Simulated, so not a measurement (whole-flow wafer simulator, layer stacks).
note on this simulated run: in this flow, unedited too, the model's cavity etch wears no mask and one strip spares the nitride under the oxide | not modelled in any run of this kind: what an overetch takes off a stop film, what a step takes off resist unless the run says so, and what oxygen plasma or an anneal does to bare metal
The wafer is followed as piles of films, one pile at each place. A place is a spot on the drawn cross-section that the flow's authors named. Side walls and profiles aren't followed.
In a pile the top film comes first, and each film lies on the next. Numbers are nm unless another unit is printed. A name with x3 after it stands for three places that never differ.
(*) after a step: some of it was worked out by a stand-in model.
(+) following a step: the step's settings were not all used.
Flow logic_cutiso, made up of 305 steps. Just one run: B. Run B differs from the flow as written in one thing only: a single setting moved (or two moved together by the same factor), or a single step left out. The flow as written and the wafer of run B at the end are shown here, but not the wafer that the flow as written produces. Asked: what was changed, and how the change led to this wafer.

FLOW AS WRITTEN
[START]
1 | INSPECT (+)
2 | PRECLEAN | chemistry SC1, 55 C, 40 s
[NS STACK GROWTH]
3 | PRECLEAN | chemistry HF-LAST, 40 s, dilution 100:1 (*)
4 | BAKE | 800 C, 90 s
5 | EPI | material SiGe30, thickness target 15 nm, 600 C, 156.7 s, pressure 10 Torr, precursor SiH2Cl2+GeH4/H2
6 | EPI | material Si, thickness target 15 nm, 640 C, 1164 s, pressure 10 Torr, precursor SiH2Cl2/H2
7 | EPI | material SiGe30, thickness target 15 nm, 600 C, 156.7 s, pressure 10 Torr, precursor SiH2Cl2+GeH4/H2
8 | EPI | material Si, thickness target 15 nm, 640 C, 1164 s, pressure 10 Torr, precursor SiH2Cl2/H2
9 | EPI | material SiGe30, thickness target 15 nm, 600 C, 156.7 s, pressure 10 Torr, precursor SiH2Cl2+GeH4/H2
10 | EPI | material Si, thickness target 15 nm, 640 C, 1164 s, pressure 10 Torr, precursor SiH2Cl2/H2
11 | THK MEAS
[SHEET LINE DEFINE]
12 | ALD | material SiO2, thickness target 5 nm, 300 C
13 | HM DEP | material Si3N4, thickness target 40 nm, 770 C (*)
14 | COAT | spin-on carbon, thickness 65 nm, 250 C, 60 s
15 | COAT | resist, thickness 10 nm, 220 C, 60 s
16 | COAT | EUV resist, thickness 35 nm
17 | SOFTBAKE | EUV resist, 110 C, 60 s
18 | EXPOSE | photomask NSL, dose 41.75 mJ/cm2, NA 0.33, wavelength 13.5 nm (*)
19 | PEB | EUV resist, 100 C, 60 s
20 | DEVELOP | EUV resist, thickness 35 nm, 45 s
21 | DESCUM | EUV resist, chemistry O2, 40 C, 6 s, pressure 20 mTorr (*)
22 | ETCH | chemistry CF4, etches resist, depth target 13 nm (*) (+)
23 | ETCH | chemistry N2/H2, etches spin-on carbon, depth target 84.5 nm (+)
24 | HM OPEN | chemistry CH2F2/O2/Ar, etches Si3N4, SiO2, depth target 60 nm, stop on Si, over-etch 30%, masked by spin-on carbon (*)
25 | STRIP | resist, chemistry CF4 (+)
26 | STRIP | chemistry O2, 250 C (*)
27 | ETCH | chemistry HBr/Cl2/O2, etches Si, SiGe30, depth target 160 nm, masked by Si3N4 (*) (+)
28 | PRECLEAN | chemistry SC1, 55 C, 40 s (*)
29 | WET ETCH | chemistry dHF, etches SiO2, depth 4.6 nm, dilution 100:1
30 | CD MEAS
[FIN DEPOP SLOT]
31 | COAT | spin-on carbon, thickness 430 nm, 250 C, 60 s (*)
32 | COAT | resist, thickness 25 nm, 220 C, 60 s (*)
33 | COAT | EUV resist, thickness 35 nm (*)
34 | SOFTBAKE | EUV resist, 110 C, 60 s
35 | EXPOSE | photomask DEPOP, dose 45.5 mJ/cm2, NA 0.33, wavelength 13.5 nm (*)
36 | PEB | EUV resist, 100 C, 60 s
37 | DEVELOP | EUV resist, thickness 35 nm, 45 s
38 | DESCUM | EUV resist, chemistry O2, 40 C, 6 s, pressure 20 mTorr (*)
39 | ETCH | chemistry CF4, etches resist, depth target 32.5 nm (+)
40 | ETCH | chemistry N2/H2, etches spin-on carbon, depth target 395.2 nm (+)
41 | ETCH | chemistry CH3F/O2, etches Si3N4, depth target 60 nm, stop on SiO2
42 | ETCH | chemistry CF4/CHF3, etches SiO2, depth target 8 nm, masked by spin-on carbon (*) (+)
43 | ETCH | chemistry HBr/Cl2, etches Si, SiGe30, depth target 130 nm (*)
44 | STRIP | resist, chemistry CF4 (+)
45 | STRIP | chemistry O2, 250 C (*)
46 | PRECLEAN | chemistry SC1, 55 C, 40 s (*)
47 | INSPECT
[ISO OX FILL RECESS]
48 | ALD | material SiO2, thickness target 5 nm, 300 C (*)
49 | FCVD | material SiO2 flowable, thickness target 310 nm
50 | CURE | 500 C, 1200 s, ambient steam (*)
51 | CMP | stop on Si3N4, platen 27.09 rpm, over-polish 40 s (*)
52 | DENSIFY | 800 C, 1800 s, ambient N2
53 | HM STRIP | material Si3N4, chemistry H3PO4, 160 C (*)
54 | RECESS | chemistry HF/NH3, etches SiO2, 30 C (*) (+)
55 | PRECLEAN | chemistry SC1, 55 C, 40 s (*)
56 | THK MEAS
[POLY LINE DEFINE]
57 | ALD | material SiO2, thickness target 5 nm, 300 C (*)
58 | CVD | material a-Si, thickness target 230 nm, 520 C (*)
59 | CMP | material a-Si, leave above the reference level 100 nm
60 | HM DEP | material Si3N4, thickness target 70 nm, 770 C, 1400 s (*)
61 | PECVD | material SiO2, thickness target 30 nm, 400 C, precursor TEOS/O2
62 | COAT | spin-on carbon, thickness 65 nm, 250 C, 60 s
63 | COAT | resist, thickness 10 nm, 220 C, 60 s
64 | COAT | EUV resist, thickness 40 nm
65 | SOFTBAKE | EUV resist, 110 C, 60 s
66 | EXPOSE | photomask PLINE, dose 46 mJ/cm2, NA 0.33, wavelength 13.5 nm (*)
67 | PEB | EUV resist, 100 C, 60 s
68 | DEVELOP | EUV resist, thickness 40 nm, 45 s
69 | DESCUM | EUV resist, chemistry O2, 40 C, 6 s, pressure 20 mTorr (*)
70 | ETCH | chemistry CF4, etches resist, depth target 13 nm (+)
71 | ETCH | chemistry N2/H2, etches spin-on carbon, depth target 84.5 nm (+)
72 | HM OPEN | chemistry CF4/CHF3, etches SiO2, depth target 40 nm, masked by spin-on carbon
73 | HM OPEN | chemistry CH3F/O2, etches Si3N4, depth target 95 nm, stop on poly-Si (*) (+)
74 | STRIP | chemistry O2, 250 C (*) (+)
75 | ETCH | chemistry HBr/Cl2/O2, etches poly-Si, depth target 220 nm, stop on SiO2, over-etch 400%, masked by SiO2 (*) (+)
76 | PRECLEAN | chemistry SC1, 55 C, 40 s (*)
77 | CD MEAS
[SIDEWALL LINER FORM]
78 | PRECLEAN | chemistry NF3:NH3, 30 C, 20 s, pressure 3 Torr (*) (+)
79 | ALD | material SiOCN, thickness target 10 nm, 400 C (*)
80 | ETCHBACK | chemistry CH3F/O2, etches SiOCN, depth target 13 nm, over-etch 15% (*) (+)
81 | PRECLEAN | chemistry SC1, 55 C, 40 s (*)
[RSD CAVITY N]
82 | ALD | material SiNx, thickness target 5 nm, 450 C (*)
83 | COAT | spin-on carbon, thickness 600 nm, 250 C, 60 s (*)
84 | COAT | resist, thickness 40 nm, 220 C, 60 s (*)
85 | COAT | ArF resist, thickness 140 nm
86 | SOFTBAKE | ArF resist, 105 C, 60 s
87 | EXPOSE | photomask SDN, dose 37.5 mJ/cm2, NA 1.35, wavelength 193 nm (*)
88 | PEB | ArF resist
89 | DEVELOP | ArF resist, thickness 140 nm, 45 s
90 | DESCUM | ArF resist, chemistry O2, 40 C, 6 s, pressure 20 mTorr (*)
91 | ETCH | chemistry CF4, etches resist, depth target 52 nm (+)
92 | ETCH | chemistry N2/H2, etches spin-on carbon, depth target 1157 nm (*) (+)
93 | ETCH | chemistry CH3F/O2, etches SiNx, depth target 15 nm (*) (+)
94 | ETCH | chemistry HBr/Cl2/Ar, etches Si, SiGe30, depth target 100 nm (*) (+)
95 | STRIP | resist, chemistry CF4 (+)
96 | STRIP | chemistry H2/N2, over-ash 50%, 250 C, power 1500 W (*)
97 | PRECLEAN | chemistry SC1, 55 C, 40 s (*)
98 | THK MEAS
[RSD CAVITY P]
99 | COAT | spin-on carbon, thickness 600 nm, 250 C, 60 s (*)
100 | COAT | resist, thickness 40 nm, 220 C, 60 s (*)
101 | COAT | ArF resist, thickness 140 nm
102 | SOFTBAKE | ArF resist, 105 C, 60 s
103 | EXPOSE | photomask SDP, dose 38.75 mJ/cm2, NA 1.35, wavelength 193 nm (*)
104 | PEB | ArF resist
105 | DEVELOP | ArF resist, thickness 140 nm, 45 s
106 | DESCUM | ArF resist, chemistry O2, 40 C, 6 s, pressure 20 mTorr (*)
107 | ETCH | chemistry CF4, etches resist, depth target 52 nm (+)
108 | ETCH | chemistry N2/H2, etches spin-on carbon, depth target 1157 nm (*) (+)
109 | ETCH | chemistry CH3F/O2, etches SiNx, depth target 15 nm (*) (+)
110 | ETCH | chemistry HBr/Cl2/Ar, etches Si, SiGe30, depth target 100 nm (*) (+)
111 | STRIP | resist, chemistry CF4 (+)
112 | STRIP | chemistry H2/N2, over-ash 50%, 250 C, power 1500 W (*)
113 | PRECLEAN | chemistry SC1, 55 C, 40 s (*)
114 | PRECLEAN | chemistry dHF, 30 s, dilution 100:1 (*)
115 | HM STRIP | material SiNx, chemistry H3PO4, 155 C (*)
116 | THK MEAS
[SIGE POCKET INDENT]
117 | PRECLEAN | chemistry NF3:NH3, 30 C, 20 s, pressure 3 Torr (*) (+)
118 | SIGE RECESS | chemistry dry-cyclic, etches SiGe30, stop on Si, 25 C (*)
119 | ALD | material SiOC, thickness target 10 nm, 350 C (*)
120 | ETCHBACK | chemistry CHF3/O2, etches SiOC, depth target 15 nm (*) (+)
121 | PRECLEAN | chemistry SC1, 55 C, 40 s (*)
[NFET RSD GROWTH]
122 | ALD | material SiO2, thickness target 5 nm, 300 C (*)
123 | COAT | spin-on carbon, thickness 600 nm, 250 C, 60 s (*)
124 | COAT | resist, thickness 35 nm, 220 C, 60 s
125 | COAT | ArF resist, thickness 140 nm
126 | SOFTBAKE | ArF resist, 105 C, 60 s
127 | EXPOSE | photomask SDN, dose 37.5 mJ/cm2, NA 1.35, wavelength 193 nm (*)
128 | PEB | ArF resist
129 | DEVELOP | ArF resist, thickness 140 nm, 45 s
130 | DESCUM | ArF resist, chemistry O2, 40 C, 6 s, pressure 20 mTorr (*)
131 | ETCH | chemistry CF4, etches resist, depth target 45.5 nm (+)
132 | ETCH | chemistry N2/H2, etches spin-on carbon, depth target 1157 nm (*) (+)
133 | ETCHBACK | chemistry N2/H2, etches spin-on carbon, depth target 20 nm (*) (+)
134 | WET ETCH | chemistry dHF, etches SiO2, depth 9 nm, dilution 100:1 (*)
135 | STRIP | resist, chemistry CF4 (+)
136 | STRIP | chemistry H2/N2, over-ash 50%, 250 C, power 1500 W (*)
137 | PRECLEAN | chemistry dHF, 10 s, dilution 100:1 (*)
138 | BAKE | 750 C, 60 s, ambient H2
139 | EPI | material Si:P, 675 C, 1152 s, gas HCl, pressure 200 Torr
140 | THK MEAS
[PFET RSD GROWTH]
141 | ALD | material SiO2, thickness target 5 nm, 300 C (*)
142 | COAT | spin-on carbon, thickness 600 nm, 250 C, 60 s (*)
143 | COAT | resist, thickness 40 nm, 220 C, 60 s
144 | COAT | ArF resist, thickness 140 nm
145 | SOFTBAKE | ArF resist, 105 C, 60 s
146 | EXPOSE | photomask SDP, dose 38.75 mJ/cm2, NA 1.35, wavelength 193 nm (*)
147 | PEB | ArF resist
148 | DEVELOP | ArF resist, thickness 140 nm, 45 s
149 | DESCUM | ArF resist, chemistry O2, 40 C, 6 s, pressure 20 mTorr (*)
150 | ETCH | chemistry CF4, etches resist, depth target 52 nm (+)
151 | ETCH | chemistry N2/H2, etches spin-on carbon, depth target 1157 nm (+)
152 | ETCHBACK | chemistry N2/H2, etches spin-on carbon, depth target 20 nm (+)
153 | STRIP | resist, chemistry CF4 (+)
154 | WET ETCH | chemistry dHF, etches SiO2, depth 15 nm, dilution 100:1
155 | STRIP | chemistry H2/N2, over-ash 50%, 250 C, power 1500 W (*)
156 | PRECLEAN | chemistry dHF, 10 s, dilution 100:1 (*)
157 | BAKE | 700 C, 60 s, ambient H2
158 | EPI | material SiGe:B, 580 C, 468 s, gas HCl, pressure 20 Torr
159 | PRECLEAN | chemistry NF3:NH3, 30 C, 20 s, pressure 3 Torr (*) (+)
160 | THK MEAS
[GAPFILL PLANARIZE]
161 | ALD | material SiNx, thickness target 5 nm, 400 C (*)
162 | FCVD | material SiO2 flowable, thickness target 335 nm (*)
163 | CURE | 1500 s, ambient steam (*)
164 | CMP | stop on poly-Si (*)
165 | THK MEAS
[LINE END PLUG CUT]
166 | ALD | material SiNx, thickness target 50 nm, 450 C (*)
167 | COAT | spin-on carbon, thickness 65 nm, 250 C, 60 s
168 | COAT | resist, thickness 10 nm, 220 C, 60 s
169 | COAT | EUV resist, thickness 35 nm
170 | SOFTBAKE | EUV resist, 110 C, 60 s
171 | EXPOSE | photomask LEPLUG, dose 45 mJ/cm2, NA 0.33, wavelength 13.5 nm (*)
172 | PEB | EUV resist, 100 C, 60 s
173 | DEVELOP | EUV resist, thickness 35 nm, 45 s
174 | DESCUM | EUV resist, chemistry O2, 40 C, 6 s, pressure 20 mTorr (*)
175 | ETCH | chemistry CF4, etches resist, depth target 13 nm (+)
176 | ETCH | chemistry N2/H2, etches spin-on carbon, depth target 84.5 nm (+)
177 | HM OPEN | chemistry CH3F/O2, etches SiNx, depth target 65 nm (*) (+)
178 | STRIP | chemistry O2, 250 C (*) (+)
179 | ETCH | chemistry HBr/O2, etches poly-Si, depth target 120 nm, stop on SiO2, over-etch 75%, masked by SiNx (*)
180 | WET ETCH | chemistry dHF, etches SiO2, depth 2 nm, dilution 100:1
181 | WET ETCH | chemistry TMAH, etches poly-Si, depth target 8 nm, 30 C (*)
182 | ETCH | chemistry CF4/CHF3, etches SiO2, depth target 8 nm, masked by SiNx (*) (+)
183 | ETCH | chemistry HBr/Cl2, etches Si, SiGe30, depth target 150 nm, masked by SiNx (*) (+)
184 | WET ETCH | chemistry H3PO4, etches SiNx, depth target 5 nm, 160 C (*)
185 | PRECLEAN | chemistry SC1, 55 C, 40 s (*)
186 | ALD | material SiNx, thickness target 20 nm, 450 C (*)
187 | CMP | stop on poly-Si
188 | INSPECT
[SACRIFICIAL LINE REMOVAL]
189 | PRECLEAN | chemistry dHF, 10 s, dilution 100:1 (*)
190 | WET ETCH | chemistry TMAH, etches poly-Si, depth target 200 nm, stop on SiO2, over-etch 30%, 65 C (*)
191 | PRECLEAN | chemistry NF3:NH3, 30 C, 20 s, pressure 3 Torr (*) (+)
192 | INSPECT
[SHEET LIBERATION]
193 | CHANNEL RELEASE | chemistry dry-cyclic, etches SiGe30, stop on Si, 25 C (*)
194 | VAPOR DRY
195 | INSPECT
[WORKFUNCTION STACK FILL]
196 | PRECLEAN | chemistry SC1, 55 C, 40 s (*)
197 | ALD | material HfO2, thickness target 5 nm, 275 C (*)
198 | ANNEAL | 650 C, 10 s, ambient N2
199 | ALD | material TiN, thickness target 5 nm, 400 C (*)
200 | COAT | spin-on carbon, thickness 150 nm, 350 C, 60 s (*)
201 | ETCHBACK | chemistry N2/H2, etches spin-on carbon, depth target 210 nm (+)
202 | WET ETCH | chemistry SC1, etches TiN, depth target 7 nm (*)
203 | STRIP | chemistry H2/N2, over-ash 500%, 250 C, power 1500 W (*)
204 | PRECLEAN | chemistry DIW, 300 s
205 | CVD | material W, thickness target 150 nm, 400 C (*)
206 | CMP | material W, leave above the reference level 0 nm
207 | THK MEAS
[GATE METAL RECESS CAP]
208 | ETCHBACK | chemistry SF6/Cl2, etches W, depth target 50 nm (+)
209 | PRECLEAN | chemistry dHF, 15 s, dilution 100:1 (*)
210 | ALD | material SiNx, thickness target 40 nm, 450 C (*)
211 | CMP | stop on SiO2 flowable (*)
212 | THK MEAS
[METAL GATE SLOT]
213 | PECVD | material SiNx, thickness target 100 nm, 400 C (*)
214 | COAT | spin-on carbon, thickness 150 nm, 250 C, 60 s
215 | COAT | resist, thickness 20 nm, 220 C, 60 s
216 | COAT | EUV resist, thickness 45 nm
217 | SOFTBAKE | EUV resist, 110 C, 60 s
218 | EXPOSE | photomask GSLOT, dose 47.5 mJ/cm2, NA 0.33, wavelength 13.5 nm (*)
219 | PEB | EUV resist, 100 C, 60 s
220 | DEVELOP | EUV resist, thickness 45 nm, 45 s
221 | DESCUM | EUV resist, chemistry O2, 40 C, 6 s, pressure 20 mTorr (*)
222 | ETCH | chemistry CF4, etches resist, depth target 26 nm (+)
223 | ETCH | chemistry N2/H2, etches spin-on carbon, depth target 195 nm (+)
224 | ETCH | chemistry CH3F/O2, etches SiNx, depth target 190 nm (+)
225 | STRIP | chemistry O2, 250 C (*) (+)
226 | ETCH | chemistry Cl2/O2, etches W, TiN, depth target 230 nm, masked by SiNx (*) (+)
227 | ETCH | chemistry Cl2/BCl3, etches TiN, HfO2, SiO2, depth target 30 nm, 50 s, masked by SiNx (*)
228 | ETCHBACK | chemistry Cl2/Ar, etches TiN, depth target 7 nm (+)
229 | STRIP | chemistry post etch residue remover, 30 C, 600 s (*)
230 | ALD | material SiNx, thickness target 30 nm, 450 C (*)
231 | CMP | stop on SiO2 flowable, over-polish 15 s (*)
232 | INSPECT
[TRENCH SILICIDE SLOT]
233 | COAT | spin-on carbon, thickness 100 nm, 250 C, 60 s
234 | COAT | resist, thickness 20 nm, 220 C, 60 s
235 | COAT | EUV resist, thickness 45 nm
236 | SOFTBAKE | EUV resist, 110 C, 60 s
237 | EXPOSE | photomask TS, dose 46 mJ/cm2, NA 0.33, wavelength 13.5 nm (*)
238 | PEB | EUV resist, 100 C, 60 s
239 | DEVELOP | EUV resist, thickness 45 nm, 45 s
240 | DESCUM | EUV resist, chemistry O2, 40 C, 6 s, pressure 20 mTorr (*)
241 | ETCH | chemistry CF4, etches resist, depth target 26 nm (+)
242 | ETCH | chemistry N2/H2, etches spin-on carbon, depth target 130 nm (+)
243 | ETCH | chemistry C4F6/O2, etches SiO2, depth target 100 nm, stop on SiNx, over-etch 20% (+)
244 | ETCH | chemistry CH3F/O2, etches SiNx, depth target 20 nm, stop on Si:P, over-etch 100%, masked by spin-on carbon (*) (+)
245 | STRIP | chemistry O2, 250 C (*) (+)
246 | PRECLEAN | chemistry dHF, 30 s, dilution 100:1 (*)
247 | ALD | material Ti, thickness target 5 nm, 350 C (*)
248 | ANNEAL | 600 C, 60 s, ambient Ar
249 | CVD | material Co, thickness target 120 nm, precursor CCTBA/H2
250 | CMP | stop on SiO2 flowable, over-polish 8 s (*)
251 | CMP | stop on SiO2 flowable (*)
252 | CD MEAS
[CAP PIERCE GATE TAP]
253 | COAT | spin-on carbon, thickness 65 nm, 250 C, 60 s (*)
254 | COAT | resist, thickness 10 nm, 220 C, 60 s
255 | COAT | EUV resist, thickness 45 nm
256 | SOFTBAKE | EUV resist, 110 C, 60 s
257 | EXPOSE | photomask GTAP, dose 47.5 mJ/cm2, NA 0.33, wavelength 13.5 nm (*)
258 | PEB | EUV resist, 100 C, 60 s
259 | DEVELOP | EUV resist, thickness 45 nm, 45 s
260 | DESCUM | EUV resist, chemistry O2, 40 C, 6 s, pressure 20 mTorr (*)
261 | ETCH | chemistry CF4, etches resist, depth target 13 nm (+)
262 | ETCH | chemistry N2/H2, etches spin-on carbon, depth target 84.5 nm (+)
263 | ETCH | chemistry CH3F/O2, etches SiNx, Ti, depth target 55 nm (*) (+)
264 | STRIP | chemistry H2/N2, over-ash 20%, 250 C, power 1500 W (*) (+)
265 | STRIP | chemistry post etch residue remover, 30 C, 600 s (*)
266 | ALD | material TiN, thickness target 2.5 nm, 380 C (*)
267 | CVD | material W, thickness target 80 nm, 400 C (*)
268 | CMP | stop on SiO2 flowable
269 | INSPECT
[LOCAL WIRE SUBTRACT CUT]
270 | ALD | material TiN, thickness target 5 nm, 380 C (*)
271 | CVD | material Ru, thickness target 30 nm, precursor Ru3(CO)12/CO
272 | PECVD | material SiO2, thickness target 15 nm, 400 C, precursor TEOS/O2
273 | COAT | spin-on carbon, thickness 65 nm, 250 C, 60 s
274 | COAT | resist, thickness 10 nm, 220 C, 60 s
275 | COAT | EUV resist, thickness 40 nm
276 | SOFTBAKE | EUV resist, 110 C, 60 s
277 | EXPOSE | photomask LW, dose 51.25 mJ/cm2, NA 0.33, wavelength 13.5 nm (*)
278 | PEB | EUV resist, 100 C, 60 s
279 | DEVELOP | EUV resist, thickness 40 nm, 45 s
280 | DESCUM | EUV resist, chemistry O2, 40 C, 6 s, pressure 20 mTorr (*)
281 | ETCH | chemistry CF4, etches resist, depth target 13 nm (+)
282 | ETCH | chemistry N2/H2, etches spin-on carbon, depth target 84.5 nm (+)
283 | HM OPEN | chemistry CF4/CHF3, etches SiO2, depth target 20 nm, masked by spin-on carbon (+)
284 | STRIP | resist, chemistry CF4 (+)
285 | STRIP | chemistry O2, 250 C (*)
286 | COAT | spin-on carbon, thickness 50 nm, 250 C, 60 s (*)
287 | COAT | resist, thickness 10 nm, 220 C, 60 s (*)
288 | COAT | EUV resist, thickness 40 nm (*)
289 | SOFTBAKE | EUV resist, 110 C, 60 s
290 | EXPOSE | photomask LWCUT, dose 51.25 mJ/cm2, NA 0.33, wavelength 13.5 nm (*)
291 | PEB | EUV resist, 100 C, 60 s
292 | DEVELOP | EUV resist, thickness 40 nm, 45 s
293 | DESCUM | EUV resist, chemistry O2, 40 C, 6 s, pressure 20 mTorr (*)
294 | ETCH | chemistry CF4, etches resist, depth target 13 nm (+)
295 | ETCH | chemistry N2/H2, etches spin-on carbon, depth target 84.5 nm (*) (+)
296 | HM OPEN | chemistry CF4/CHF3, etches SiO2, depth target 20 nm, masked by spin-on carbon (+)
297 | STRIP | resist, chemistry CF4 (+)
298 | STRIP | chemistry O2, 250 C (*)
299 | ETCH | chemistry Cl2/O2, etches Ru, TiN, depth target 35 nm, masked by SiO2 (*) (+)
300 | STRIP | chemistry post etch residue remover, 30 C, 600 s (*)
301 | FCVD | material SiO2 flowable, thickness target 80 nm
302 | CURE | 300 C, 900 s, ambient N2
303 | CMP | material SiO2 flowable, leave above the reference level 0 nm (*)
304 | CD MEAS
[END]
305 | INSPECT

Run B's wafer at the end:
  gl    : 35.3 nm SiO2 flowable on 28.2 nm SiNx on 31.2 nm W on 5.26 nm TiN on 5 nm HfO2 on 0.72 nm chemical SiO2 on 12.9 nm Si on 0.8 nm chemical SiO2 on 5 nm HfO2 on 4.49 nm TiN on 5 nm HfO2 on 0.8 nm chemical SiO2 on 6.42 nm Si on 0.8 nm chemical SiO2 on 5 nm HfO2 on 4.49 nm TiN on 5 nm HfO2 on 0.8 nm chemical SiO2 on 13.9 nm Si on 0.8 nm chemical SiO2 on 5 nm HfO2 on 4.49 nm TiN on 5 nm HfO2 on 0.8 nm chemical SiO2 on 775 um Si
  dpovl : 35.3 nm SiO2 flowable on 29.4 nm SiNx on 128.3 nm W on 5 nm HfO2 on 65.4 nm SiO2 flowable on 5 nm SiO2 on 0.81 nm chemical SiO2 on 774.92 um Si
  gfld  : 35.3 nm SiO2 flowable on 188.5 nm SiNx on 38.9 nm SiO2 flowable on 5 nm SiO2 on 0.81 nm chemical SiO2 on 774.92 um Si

The reason: step 8, EPI: thickness target 7.5 nm was run, while the flow as written has thickness target 15 nm; step 8, EPI: 582.2 s was run, where the flow has 1164 s.

How this came from the change, step by step:
  8 | EPI | material Si, thickness target 15 nm, 640 C, 1164 s, pressure 10 Torr, precursor SiH2Cl2/H2
      depop, dpovl, gfld and 19 more: +7.5 Si (new film) (as written it would have been: +15 Si (new film))
  27 | ETCH | chemistry HBr/Cl2/O2, etches Si, SiGe30, depth target 160 nm, masked by Si3N4 (*) (+)
      gfld, gxf, iso, lnri: -0.79 chemical SiO2 (all of it), -11.4 Si (all of it), -15 SiGe30 (all of it), -7.5 Si (all of it), -15 SiGe30 (all of it), -15 Si (all of it), -15 SiGe30 (all of it), -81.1 Si (as written it would have been: -0.79 chemical SiO2 (all of it), -11.4 Si (all of it), -15 SiGe30 (all of it), -15 Si (all of it), -15 SiGe30 (all of it), -15 Si (all of it), -15 SiGe30 (all of it), -73.6 Si)
      dpovl, nsgap: -0.79 chemical SiO2 (all of it), -11.8 Si (all of it), -15 SiGe30 (all of it), -7.5 Si (all of it), -15 SiGe30 (all of it), -15 Si (all of it), -15 SiGe30 (all of it), -80.7 Si (as written it would have been: -0.79 chemical SiO2 (all of it), -11.8 Si (all of it), -15 SiGe30 (all of it), -15 Si (all of it), -15 SiGe30 (all of it), -15 Si (all of it), -15 SiGe30 (all of it), -73.2 Si)
      (and at 1 other place as well)
  43 | ETCH | chemistry HBr/Cl2, etches Si, SiGe30, depth target 130 nm (*)
      depop: -14 Si (all of it), -15 SiGe30 (all of it), -7.5 Si (all of it), -15 SiGe30 (all of it), -15 Si (all of it), -15 SiGe30 (all of it), -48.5 Si (as written it would have been: -14 Si (all of it), -15 SiGe30 (all of it), -15 Si (all of it), -15 SiGe30 (all of it), -15 Si (all of it), -15 SiGe30 (all of it), -41 Si)
  94 | ETCH | chemistry HBr/Cl2/Ar, etches Si, SiGe30, depth target 100 nm (*) (+)
      rsdn, rsdx: -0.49 chemical SiO2 (all of it), -12.8 Si (all of it), -15 SiGe30 (all of it), -7.5 Si (all of it), -15 SiGe30 (all of it), -15 Si (all of it), -15 SiGe30 (all of it), -19.7 Si (as written it would have been: -0.49 chemical SiO2 (all of it), -12.8 Si (all of it), -15 SiGe30 (all of it), -15 Si (all of it), -15 SiGe30 (all of it), -15 Si (all of it), -15 SiGe30 (all of it), -12.2 Si)
  110 | ETCH | chemistry HBr/Cl2/Ar, etches Si, SiGe30, depth target 100 nm (*) (+)
      rsdp, rsdw: -0.49 chemical SiO2 (all of it), -12.8 Si (all of it), -15 SiGe30 (all of it), -7.5 Si (all of it), -15 SiGe30 (all of it), -15 Si (all of it), -15 SiGe30 (all of it), -19.7 Si (as written it would have been: -0.49 chemical SiO2 (all of it), -12.8 Si (all of it), -15 SiGe30 (all of it), -15 Si (all of it), -15 SiGe30 (all of it), -15 Si (all of it), -15 SiGe30 (all of it), -12.2 Si)
  183 | ETCH | chemistry HBr/Cl2, etches Si, SiGe30, depth target 150 nm, masked by SiNx (*) (+)
      plug: -13.6 Si (all of it), -15 SiGe30 (all of it), -7.5 Si (all of it), -15 SiGe30 (all of it), -15 Si (all of it), -15 SiGe30 (all of it), -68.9 Si (as written it would have been: -13.6 Si (all of it), -15 SiGe30 (all of it), -15 Si (all of it), -15 SiGe30 (all of it), -15 Si (all of it), -15 SiGe30 (all of it), -61.4 Si)
